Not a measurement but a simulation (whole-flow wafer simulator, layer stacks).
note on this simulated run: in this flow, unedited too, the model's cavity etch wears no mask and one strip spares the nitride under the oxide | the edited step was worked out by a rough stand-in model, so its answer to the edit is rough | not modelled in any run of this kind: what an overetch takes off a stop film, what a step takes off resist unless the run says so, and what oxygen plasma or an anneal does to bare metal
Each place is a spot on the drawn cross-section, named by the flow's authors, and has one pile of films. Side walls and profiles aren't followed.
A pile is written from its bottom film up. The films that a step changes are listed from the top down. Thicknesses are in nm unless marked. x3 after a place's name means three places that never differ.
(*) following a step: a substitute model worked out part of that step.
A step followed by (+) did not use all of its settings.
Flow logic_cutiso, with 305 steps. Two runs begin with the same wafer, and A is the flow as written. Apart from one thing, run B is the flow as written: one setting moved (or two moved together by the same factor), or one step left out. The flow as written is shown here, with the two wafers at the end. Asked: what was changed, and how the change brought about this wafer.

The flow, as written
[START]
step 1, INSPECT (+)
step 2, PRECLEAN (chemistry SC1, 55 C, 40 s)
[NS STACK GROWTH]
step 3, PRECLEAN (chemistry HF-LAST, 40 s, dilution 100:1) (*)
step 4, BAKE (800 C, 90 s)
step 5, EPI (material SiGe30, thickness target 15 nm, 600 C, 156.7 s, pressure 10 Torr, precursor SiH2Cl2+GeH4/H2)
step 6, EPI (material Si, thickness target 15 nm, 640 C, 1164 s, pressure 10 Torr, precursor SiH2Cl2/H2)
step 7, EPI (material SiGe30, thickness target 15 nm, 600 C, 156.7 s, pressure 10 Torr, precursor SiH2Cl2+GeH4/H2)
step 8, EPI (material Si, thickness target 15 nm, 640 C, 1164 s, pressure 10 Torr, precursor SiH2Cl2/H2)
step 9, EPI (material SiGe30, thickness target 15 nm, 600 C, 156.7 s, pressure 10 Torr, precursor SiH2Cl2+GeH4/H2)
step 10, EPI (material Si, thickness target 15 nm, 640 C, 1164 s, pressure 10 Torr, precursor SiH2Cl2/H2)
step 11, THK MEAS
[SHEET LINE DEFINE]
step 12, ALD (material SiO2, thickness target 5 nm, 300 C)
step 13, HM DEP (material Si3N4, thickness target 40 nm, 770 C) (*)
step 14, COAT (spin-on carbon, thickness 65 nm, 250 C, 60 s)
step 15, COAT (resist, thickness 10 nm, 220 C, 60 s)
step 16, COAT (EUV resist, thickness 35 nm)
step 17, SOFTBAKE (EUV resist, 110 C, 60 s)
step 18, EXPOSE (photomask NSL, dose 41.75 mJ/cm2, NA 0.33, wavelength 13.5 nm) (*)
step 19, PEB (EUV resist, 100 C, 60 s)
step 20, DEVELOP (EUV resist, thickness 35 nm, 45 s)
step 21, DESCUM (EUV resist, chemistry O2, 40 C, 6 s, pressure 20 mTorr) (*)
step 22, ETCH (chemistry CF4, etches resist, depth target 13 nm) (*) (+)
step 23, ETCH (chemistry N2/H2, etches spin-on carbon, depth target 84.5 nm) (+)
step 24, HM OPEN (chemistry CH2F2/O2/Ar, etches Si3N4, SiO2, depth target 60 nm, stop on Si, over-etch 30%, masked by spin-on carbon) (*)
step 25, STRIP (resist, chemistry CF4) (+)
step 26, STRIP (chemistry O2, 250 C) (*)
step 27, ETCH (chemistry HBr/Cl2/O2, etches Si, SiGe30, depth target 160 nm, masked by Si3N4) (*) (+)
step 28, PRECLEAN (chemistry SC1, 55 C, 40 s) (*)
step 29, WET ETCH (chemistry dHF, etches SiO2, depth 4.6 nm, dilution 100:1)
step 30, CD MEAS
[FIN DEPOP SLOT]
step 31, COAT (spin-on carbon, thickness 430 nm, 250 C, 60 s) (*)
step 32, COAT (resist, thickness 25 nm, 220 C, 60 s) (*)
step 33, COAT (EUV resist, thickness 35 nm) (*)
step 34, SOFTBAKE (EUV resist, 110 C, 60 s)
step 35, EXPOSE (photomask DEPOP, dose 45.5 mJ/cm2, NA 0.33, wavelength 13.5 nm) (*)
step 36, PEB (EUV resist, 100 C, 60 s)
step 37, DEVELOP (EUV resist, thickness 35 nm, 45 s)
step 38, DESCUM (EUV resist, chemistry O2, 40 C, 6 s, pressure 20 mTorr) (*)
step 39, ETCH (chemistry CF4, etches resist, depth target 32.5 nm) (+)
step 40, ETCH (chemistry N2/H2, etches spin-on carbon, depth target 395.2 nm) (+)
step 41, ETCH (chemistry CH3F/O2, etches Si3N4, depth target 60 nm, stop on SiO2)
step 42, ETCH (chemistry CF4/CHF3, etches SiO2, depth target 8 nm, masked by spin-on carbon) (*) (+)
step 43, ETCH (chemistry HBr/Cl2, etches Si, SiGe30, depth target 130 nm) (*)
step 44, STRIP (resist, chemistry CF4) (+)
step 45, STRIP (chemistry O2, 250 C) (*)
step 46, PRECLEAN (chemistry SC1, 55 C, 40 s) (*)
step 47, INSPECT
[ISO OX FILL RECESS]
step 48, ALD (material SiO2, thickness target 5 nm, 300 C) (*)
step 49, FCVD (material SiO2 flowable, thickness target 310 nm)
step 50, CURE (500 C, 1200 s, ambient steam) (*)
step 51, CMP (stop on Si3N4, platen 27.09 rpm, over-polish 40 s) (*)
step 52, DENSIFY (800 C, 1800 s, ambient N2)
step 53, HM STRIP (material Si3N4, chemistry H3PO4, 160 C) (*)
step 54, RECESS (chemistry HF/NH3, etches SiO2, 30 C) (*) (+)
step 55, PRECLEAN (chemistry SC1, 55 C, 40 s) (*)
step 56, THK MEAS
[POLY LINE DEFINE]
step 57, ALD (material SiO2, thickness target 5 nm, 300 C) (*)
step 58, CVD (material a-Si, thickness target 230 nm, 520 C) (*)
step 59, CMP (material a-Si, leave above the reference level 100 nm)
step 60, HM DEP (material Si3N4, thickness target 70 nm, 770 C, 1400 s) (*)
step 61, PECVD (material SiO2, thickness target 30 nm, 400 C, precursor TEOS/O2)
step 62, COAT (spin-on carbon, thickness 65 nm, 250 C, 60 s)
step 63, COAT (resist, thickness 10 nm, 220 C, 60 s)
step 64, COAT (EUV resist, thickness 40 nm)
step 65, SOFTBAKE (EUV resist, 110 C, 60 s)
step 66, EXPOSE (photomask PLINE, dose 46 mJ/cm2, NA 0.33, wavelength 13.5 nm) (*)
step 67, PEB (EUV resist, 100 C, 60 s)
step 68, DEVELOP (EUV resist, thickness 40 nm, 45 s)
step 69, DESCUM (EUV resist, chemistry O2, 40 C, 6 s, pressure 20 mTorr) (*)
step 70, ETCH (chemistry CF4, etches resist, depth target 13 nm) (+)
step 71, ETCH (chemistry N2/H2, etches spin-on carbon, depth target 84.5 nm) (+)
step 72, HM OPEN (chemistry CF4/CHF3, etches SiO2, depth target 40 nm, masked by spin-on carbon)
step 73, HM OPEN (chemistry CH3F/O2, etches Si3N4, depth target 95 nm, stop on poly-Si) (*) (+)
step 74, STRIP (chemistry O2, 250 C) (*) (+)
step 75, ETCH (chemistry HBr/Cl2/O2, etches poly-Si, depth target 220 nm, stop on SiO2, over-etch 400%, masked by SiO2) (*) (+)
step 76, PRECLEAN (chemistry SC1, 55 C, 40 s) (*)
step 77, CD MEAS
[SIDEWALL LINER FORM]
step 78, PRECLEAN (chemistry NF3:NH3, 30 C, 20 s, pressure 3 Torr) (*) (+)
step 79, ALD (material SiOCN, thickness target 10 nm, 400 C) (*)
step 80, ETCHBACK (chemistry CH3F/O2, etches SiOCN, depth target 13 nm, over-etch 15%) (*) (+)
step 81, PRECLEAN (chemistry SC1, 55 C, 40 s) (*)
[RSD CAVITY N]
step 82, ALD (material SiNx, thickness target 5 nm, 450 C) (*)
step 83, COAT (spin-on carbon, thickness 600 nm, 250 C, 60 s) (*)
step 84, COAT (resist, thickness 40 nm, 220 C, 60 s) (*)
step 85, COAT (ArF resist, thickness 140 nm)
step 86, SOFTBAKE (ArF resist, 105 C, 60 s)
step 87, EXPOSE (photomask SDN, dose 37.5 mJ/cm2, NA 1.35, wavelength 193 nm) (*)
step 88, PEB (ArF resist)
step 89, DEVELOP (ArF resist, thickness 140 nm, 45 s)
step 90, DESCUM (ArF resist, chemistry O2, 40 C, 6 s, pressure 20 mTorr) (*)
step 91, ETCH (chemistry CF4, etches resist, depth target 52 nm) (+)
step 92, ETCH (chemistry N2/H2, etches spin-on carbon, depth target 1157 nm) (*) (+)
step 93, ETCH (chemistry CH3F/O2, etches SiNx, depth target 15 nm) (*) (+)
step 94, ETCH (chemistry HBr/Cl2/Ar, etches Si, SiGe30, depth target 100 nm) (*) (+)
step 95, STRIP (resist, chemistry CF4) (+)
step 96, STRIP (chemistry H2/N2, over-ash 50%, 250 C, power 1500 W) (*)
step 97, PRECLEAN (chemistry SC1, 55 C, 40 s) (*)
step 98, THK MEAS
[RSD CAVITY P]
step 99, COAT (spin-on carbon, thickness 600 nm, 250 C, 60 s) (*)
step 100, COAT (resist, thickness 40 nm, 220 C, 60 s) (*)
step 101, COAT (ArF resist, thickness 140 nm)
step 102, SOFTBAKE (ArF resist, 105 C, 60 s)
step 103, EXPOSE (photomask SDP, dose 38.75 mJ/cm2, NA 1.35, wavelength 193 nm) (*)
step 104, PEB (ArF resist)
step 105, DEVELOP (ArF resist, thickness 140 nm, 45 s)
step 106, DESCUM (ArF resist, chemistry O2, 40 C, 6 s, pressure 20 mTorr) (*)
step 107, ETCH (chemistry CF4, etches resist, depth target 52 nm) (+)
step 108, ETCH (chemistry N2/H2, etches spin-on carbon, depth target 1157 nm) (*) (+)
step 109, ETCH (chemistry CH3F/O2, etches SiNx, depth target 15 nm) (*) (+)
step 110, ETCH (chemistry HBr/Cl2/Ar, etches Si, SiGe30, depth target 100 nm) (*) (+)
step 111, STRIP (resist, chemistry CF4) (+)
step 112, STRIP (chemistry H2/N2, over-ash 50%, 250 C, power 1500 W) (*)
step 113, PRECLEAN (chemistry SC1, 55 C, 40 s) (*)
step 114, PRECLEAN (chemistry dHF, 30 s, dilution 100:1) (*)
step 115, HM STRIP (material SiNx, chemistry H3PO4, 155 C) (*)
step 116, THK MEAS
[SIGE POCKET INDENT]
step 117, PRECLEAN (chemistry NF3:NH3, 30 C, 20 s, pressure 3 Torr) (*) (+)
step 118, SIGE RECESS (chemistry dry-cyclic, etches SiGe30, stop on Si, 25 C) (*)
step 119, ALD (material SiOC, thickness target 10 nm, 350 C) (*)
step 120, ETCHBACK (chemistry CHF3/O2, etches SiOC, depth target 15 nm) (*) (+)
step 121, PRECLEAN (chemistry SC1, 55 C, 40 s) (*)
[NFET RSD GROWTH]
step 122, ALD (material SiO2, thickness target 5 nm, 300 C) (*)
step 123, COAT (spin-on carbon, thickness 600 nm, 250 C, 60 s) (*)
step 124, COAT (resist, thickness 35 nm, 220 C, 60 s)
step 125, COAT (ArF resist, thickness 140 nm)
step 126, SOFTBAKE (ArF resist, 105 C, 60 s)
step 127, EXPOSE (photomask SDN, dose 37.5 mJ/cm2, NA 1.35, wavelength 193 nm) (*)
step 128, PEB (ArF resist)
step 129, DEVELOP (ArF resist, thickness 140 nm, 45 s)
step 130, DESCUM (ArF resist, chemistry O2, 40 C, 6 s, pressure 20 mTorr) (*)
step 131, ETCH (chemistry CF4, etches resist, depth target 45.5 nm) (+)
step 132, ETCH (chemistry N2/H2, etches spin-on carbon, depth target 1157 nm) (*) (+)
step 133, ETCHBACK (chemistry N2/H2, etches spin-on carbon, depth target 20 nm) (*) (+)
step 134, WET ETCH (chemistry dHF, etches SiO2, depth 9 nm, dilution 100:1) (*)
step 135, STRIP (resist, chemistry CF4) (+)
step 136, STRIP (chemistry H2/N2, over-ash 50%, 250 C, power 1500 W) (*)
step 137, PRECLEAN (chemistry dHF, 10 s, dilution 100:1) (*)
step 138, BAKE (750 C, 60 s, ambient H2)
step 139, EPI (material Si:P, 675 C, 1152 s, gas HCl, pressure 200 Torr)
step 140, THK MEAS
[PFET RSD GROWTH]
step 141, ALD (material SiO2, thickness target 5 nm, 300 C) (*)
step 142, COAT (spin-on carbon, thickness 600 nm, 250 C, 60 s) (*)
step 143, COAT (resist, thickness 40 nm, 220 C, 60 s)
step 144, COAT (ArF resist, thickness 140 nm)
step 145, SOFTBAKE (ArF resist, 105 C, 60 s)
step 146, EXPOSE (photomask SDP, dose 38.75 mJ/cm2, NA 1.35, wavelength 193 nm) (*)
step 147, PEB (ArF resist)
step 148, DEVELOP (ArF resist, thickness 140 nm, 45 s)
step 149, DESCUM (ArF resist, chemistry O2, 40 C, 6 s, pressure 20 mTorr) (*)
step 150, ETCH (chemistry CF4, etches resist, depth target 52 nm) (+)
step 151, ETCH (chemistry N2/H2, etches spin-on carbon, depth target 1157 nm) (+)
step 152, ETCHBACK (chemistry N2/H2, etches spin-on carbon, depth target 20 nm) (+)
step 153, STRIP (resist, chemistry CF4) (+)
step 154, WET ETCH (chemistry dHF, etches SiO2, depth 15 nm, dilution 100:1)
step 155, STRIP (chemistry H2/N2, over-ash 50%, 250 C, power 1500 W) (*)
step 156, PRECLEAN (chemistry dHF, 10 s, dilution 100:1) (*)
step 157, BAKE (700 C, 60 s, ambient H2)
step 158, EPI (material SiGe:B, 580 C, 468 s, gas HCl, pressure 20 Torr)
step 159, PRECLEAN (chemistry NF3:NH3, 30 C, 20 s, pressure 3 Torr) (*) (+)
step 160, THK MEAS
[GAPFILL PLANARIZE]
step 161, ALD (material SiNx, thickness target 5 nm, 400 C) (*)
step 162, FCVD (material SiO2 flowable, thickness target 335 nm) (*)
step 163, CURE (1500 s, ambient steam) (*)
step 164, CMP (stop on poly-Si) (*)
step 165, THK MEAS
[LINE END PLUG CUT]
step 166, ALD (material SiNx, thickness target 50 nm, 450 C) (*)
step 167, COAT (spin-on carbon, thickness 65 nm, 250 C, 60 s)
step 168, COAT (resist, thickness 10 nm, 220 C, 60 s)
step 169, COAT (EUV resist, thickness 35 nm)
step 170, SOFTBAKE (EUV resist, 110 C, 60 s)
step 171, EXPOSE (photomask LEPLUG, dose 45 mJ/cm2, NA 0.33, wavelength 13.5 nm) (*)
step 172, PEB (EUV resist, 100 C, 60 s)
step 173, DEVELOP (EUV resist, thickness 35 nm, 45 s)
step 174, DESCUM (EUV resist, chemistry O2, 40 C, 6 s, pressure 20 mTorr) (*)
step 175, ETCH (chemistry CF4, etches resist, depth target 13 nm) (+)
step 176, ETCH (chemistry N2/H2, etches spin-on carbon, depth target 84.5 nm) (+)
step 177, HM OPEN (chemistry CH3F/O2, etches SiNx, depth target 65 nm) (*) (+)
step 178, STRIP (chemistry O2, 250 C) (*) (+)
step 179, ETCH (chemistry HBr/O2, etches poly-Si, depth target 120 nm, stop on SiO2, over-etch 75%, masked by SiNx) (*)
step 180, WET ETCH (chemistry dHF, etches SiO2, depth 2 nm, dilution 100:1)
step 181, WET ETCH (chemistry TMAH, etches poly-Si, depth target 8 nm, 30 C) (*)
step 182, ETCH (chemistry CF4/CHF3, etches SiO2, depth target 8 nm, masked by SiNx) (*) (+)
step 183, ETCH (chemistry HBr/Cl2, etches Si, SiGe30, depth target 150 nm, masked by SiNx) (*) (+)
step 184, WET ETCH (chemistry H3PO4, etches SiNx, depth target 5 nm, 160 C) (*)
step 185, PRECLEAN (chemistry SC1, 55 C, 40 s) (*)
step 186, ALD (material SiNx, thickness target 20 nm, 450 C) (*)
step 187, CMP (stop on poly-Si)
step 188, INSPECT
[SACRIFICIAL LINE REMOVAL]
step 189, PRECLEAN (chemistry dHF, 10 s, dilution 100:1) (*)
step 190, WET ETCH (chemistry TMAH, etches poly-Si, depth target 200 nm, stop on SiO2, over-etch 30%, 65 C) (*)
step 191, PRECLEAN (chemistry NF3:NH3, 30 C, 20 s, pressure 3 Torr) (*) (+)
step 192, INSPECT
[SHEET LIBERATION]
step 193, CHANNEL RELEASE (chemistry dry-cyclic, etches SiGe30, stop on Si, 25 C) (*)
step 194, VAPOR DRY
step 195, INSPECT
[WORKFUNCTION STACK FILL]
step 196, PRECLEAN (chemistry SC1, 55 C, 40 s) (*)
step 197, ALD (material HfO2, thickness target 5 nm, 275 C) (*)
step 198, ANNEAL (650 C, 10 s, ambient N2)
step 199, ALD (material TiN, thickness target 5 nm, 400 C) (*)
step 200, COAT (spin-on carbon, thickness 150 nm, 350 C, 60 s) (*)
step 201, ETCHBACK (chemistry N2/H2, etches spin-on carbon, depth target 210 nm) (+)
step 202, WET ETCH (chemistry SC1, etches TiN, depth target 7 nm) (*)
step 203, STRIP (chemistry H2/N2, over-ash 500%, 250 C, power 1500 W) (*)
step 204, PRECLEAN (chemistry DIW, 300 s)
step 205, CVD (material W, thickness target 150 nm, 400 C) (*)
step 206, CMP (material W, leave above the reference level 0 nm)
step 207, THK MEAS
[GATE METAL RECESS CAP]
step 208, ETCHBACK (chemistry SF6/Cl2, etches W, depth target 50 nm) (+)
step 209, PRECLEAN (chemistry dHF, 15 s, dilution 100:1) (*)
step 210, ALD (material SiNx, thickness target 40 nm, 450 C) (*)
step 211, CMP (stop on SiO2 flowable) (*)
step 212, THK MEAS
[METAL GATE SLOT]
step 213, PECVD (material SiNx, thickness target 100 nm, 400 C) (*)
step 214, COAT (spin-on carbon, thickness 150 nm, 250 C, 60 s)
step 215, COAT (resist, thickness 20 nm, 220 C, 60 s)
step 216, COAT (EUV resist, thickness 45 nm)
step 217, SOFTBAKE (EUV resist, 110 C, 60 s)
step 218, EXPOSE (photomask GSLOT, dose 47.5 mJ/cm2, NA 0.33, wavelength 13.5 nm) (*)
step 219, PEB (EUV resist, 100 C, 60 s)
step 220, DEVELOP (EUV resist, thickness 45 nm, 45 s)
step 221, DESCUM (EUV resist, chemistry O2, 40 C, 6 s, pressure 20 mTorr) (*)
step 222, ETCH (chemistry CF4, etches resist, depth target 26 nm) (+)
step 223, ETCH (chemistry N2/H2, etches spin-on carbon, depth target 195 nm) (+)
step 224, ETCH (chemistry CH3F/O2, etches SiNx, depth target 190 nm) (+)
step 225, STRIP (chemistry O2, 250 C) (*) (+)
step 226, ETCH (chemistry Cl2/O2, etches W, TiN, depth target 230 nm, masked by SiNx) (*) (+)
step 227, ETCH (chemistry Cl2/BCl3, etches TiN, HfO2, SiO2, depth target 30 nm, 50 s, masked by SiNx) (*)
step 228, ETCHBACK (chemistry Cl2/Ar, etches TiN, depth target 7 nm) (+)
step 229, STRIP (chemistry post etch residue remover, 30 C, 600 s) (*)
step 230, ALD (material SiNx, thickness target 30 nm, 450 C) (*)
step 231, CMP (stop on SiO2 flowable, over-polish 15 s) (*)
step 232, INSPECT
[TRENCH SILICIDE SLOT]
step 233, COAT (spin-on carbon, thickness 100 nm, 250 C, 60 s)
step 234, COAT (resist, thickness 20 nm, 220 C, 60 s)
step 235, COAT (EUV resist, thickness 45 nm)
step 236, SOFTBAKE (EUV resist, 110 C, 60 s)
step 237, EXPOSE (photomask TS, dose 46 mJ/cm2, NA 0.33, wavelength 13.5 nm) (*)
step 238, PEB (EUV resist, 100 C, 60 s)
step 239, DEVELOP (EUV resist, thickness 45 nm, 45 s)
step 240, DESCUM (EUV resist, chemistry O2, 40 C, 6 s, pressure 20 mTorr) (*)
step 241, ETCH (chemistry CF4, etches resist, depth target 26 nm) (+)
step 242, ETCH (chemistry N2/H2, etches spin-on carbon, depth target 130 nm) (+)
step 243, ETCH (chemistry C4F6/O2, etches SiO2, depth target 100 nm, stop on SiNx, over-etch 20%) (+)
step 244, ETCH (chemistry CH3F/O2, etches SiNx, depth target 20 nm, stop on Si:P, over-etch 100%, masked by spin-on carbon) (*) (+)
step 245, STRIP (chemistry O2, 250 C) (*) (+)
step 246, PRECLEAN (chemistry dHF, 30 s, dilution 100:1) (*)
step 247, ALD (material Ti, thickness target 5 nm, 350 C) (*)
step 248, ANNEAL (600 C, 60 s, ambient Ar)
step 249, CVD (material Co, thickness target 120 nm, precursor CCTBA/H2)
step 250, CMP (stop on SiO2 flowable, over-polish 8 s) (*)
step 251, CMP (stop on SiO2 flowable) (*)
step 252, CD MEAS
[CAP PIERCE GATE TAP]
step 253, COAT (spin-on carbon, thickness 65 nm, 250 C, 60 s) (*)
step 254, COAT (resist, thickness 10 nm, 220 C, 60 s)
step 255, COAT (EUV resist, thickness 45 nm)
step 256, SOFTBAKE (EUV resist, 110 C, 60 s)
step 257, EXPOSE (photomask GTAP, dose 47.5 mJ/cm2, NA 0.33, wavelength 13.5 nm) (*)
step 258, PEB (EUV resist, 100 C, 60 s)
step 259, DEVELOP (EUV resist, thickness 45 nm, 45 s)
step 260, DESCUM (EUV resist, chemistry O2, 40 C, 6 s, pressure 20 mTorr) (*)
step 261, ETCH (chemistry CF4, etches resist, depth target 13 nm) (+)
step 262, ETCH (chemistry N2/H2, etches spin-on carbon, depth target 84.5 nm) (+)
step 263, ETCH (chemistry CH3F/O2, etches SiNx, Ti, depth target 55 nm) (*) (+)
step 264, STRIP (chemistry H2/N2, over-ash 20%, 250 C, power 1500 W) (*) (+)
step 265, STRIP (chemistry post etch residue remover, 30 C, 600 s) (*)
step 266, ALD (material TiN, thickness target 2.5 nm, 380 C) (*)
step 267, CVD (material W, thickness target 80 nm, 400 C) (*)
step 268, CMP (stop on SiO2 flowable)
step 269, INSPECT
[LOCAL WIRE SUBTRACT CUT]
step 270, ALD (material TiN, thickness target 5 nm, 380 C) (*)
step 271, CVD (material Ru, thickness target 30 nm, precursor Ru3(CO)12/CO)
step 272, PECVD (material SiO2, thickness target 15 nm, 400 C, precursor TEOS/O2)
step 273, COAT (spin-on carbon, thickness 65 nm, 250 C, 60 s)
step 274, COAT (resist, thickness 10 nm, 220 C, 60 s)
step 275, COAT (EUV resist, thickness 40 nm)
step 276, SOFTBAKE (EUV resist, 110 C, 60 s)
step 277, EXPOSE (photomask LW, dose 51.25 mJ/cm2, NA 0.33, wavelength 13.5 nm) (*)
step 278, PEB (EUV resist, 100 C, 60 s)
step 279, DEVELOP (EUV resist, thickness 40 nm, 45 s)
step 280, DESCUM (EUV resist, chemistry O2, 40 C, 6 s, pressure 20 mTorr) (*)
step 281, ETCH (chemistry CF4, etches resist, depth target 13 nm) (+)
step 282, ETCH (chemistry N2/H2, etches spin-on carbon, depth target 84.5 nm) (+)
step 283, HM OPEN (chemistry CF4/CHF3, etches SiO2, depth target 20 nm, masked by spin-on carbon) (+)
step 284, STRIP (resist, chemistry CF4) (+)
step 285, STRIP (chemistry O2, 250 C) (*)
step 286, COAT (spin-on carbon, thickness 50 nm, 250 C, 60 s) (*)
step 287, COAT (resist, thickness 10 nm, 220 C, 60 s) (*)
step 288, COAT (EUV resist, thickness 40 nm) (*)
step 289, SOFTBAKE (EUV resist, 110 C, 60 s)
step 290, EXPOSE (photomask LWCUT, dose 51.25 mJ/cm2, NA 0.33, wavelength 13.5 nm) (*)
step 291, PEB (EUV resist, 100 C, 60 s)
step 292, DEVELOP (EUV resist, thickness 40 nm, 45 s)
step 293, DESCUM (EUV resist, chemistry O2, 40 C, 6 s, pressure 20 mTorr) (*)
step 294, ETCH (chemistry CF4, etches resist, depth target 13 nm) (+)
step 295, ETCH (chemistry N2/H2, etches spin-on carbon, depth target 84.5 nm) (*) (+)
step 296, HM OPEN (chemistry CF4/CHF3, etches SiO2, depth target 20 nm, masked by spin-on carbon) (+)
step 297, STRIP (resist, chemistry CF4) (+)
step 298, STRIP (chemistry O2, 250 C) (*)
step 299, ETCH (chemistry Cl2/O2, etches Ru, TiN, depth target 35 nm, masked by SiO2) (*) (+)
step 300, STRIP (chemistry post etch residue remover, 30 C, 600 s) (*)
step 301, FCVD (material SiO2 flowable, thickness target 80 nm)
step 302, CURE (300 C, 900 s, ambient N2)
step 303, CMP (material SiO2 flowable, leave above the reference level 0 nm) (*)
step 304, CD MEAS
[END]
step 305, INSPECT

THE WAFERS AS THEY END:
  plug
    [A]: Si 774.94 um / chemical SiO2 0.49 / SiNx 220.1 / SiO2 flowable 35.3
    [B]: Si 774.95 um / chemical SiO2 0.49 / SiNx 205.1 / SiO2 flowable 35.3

What caused this: step 183, ETCH: depth target 135 nm was run, while the flow as written has depth target 150 nm.

Step by step, how the change led to this:
  step 183, ETCH (chemistry HBr/Cl2, etches Si, SiGe30, depth target 150 nm, masked by SiNx) (*) (+)
      depop, dpovl, gfld and 18 more: A -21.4 SiNx | B -19.3 SiNx
      plug: A -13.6 Si (all of it), -15 SiGe30 (all of it), -15 Si (all of it), -15 SiGe30 (all of it), -15 Si (all of it), -15 SiGe30 (all of it), -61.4 Si | B -13.6 Si (all of it), -15 SiGe30 (all of it), -15 Si (all of it), -15 SiGe30 (all of it), -15 Si (all of it), -15 SiGe30 (all of it), -46.4 Si
  step 186, ALD (material SiNx, thickness target 20 nm, 450 C) (*)
      plug: A +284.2 SiNx (new film) | B +271.3 SiNx (new film)
  step 187, CMP (stop on poly-Si)
      depop, dpovl, gfld and 18 more: A -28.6 SiNx (all of it) | B -30.7 SiNx (all of it)
      plug: A -28.6 SiNx | B -30.7 SiNx
